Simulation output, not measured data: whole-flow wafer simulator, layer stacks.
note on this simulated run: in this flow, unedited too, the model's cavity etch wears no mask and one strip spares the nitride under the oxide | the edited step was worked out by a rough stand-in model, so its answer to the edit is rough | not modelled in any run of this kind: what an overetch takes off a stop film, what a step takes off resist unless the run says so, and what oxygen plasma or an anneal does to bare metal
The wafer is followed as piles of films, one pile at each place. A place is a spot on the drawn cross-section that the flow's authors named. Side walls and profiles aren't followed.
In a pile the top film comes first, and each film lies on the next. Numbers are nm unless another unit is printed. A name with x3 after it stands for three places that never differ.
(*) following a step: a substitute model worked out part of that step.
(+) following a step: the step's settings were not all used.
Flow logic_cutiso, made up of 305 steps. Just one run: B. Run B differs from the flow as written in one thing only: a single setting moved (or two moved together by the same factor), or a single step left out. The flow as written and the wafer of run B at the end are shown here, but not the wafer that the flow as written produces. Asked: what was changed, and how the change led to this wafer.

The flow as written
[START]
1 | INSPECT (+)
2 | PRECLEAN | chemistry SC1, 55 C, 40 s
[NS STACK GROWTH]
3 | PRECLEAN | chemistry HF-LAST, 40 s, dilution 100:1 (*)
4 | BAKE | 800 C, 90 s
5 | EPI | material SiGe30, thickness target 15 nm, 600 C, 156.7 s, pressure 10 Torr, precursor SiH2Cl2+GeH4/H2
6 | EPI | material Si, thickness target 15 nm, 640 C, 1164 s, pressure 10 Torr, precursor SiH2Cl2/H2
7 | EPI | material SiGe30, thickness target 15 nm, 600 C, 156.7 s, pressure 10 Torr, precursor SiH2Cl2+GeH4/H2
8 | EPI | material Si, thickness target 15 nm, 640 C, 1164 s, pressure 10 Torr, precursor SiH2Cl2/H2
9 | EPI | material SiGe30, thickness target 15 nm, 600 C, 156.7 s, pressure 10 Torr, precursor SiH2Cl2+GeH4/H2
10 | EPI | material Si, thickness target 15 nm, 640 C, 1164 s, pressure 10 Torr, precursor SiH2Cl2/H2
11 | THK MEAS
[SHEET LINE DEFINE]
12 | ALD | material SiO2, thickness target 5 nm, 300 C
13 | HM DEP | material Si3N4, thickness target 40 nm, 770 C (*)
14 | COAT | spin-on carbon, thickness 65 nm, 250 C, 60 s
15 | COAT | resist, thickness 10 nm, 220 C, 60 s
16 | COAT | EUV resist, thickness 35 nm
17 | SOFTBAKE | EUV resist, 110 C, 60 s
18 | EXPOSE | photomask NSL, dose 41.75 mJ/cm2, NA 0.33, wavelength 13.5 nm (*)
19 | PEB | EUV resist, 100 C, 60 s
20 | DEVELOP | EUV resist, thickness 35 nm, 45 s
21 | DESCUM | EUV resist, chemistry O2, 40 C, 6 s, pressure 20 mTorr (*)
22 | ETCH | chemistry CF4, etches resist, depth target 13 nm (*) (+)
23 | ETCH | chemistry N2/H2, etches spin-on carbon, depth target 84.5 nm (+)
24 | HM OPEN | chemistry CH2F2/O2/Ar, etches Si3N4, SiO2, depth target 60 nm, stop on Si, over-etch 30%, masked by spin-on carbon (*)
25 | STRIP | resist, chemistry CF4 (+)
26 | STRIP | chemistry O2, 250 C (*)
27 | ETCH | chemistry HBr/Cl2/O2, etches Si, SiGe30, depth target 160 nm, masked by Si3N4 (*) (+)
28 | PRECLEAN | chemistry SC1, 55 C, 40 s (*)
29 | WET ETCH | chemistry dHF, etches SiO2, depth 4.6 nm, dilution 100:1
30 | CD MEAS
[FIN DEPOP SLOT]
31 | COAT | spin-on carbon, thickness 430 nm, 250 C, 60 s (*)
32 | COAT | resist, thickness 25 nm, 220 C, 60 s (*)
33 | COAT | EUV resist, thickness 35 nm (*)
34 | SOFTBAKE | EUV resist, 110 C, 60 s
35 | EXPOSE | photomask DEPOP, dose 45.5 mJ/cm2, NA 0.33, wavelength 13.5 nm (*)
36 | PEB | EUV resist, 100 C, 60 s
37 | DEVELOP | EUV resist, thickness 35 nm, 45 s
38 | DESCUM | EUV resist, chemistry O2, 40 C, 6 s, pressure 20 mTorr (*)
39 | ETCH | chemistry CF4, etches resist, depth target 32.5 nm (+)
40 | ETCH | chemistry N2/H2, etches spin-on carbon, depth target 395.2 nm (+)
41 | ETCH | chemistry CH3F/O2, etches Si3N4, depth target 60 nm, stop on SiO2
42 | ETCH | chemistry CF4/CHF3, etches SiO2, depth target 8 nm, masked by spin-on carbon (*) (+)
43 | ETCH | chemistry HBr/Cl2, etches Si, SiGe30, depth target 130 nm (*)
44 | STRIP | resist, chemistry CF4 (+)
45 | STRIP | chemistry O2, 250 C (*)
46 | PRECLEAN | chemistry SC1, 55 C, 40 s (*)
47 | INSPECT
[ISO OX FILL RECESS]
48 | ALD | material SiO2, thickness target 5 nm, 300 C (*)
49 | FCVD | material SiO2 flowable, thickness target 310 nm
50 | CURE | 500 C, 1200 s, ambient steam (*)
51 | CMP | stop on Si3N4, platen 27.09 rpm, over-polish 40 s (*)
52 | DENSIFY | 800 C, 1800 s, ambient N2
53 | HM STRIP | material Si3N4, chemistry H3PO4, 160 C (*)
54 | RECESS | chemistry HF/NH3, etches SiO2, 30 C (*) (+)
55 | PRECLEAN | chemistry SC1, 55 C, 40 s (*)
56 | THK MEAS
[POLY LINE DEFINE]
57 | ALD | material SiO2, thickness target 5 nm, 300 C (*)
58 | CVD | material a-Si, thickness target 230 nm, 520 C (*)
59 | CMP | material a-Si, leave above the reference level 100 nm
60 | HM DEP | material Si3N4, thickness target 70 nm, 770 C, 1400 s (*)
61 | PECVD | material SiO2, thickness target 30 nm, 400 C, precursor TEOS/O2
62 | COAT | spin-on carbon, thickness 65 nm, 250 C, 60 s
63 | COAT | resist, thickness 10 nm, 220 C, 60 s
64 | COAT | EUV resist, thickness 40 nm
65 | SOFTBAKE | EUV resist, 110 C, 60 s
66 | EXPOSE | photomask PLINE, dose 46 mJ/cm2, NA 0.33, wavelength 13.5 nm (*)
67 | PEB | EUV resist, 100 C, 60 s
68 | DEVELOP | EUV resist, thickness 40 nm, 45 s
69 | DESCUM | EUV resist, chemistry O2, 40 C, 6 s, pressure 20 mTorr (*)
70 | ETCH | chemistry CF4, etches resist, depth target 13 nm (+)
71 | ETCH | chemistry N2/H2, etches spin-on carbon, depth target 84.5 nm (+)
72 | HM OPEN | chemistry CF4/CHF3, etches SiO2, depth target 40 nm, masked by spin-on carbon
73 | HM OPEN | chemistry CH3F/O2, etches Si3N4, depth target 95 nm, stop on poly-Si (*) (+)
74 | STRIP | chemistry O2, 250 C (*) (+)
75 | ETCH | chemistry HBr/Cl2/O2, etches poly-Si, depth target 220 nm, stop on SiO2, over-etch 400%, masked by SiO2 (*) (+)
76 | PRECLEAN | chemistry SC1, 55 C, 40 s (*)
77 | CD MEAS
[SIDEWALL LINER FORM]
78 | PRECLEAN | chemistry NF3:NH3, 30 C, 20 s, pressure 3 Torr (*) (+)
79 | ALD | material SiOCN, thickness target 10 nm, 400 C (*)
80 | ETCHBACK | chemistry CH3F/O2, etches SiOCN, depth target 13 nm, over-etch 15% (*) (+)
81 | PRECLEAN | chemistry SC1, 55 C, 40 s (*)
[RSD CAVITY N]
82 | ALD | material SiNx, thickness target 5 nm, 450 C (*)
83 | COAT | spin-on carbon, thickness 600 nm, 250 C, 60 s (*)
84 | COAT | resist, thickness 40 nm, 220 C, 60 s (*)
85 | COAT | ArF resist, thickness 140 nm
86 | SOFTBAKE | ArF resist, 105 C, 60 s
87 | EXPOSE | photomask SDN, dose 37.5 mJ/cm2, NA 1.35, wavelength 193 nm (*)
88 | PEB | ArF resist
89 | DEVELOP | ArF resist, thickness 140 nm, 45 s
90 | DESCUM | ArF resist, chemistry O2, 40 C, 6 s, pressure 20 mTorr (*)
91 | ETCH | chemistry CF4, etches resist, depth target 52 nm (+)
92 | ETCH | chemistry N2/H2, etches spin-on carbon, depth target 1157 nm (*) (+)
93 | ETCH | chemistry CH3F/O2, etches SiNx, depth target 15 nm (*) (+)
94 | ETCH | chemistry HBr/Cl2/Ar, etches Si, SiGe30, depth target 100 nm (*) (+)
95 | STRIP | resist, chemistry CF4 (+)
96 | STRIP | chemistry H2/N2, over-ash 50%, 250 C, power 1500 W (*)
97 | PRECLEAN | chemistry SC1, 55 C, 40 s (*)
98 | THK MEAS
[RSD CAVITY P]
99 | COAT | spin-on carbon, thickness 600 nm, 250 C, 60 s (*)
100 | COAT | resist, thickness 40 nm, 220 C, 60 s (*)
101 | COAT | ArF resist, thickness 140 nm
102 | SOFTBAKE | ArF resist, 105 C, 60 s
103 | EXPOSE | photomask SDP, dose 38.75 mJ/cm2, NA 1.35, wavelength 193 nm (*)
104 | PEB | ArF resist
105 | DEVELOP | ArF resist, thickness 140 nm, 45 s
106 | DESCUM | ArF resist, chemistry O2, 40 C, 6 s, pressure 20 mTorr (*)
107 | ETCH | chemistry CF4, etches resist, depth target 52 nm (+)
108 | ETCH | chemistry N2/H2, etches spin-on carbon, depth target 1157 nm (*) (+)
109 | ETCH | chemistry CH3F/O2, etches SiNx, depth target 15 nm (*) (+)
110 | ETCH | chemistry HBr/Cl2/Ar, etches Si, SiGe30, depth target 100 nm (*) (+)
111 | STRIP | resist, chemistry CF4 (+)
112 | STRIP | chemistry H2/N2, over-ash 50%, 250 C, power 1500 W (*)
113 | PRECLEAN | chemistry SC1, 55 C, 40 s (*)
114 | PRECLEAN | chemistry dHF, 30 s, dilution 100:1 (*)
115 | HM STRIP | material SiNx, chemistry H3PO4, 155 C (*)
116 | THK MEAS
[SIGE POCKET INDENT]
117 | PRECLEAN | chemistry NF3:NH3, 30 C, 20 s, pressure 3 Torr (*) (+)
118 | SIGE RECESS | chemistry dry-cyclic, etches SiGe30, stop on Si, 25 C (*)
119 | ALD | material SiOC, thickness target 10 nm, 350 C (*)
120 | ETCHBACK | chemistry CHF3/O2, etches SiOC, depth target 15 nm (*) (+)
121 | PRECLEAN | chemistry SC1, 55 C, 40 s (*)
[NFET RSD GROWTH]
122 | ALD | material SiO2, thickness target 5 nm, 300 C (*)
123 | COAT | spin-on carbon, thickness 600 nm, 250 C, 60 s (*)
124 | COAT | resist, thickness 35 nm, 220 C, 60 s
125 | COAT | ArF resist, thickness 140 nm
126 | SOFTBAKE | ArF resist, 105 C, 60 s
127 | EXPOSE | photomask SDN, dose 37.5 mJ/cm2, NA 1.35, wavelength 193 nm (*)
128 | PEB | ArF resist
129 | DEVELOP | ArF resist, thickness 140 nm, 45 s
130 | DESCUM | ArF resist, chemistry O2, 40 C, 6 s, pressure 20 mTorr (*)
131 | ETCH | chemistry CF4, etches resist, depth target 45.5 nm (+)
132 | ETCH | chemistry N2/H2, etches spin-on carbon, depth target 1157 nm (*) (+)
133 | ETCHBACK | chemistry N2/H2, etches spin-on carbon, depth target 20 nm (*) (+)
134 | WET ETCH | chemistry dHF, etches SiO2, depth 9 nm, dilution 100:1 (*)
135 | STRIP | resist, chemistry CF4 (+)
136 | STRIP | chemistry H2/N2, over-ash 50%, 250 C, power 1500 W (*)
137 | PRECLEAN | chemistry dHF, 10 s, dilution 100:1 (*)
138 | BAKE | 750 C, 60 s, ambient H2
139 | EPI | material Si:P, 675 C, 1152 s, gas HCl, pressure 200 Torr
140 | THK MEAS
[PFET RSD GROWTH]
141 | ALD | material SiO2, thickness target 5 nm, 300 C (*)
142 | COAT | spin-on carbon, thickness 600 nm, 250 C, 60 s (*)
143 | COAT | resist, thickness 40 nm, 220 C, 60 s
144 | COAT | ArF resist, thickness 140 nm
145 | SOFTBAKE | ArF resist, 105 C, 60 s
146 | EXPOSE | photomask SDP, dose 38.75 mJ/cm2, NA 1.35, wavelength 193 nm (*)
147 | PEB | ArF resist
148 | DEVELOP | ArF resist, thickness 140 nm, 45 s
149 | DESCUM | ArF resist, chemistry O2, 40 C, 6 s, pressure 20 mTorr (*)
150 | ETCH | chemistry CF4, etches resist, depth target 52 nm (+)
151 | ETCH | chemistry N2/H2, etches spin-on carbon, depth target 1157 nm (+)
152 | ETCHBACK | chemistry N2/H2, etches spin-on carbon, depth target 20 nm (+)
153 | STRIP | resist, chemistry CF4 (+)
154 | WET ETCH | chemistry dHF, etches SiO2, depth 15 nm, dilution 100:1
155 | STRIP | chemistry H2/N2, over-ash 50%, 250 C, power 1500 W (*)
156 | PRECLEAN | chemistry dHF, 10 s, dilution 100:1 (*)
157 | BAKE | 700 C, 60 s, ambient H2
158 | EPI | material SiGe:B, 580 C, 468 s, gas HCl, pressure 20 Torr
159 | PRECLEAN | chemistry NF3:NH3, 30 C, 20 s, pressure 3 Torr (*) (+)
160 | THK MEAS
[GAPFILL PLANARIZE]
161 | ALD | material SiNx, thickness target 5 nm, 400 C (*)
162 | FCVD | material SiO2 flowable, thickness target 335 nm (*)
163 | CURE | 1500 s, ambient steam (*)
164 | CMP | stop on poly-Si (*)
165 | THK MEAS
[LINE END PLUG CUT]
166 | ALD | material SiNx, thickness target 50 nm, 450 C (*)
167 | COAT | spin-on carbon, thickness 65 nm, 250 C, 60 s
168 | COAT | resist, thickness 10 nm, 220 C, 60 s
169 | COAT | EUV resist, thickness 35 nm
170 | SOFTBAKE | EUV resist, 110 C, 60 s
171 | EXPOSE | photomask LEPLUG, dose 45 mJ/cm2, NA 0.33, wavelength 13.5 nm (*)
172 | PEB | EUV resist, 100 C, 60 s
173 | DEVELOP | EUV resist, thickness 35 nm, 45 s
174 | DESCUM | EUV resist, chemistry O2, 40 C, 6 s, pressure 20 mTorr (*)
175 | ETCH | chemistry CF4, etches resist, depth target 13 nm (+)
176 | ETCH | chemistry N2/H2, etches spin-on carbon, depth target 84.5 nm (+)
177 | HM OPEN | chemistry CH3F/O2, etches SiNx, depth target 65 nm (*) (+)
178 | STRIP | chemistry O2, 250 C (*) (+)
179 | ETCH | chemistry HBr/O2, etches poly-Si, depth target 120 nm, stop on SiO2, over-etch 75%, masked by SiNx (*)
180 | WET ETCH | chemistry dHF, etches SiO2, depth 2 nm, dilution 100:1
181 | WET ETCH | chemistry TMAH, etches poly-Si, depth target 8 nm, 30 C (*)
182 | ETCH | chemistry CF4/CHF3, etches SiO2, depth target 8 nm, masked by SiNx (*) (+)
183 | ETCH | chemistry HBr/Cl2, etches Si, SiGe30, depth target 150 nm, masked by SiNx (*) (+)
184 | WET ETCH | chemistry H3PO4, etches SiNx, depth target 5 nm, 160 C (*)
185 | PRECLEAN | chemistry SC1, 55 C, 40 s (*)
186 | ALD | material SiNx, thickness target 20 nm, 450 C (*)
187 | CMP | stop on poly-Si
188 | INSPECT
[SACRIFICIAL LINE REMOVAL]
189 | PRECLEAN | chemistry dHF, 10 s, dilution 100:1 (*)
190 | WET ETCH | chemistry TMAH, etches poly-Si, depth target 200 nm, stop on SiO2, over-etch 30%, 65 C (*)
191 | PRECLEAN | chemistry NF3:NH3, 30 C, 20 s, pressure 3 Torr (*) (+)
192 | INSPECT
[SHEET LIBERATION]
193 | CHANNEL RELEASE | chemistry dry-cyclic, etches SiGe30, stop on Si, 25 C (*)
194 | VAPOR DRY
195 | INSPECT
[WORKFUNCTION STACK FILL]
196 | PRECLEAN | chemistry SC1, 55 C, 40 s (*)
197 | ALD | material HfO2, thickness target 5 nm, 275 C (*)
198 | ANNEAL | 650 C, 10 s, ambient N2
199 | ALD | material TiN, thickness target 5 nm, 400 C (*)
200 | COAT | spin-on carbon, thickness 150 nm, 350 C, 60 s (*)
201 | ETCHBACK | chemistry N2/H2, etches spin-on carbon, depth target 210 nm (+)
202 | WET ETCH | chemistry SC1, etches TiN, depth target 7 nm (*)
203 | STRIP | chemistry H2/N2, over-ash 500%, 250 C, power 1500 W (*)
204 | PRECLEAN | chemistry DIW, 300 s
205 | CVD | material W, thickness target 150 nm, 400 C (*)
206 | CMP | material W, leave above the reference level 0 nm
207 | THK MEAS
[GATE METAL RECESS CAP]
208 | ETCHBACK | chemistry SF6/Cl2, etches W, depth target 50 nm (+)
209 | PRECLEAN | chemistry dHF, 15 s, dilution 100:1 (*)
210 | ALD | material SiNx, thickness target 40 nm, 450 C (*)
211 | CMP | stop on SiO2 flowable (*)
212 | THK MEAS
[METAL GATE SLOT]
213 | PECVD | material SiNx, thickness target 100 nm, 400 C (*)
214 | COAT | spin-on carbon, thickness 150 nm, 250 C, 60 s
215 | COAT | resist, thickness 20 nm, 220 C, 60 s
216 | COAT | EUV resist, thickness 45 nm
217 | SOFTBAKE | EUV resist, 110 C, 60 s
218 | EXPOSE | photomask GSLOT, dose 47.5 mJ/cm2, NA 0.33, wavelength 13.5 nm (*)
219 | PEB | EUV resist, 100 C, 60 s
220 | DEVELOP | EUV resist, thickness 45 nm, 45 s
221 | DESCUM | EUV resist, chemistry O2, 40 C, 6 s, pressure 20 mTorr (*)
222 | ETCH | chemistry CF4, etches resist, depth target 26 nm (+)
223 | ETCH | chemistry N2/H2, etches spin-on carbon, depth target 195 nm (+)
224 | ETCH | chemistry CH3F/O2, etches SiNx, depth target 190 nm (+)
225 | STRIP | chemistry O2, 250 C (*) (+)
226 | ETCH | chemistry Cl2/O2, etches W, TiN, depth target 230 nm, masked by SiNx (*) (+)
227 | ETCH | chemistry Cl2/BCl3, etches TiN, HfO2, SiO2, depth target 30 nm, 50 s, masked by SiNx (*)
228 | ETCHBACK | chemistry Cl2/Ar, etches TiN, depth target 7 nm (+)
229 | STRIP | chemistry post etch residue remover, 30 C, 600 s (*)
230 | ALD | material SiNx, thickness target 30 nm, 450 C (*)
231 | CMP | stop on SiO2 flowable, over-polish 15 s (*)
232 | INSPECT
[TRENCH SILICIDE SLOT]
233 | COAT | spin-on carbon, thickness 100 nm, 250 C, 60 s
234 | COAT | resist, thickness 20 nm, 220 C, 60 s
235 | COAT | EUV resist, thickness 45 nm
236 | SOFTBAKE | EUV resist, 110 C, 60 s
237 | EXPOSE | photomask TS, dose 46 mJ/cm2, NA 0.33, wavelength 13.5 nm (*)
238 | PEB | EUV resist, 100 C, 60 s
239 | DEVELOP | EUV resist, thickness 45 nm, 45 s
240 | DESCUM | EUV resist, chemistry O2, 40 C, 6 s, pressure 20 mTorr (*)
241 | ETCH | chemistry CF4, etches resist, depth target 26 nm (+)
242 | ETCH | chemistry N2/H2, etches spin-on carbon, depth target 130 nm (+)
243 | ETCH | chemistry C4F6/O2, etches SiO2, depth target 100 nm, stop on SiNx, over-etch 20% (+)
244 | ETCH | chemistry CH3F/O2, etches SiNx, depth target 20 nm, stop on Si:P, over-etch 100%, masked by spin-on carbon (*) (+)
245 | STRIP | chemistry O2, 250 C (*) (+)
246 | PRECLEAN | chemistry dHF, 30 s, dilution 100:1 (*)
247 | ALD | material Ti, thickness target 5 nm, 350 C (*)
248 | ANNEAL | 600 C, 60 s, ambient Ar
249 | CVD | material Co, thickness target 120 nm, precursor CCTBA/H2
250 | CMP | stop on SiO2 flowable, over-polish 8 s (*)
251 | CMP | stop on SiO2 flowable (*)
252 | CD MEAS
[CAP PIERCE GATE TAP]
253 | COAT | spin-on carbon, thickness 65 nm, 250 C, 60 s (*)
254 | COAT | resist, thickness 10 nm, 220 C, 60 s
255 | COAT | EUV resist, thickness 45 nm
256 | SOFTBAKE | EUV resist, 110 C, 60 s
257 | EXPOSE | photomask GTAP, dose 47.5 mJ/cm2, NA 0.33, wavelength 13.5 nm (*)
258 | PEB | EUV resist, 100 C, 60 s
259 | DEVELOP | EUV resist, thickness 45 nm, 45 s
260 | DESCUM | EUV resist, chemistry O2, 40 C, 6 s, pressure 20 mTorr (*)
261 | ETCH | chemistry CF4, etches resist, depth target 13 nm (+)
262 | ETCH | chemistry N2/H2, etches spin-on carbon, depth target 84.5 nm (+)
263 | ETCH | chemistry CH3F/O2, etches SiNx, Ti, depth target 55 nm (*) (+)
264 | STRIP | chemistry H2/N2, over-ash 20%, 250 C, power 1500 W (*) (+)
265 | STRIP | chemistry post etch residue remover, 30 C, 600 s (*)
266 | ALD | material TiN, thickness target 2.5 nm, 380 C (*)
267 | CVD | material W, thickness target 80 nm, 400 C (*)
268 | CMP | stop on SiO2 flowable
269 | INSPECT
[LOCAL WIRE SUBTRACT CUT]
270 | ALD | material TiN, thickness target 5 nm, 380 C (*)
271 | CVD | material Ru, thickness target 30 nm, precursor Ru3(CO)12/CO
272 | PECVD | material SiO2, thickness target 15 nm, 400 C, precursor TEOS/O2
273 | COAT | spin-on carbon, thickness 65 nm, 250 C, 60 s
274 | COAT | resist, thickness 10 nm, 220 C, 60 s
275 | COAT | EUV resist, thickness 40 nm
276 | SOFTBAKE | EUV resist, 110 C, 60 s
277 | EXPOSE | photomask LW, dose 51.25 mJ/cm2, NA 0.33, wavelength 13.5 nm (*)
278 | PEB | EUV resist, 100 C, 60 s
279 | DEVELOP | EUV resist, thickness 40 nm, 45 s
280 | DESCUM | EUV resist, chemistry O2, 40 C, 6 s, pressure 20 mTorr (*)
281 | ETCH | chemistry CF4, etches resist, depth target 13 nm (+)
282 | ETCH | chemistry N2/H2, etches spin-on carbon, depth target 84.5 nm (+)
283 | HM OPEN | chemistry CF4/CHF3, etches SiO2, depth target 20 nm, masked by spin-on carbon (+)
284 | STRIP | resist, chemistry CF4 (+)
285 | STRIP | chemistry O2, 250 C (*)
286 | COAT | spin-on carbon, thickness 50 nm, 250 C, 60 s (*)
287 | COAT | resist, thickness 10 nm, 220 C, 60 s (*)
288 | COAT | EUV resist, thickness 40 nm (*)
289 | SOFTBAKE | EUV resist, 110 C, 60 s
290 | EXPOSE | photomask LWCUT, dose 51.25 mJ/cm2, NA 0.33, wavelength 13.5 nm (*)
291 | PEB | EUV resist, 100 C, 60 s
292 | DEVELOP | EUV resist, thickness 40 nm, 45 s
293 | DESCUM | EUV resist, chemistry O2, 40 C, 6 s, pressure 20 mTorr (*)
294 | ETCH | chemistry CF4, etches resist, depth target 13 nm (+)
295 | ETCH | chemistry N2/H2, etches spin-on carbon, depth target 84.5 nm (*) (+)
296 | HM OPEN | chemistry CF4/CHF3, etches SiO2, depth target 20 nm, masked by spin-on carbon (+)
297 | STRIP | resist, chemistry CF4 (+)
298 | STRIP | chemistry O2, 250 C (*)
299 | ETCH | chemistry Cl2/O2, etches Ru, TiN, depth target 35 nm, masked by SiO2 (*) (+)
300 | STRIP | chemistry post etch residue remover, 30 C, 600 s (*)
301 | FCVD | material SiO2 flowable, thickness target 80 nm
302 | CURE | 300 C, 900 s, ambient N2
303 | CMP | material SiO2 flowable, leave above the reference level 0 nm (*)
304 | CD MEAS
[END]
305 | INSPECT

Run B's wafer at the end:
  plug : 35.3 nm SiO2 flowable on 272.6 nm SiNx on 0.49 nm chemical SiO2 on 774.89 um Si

Cause: step 183, ETCH: depth target 202.5 nm was run, though the flow has depth target 150 nm.

Step by step, how the change led to this:
  183 | ETCH | chemistry HBr/Cl2, etches Si, SiGe30, depth target 150 nm, masked by SiNx (*) (+)
      depop, dpovl, gfld and 18 more: SiNx loses 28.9 (in the flow as written it would be: SiNx loses 21.4)
      plug: Si loses 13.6 (all of it), SiGe30 loses 15 (all of it), Si loses 15 (all of it), SiGe30 loses 15 (all of it), Si loses 15 (all of it), SiGe30 loses 15 (all of it), Si loses 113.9 (in the flow as written it would be: Si loses 13.6 (all of it), SiGe30 loses 15 (all of it), Si loses 15 (all of it), SiGe30 loses 15 (all of it), Si loses 15 (all of it), SiGe30 loses 15 (all of it), Si loses 61.4)
  186 | ALD | material SiNx, thickness target 20 nm, 450 C (*)
      plug: SiNx gains 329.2 (new film) (in the flow as written it would be: SiNx gains 284.2 (new film))
  187 | CMP | stop on poly-Si
      depop, dpovl, gfld and 18 more: SiNx loses 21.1 (all of it) (in the flow as written it would be: SiNx loses 28.6 (all of it))
      plug: SiNx loses 21.1 (in the flow as written it would be: SiNx loses 28.6)
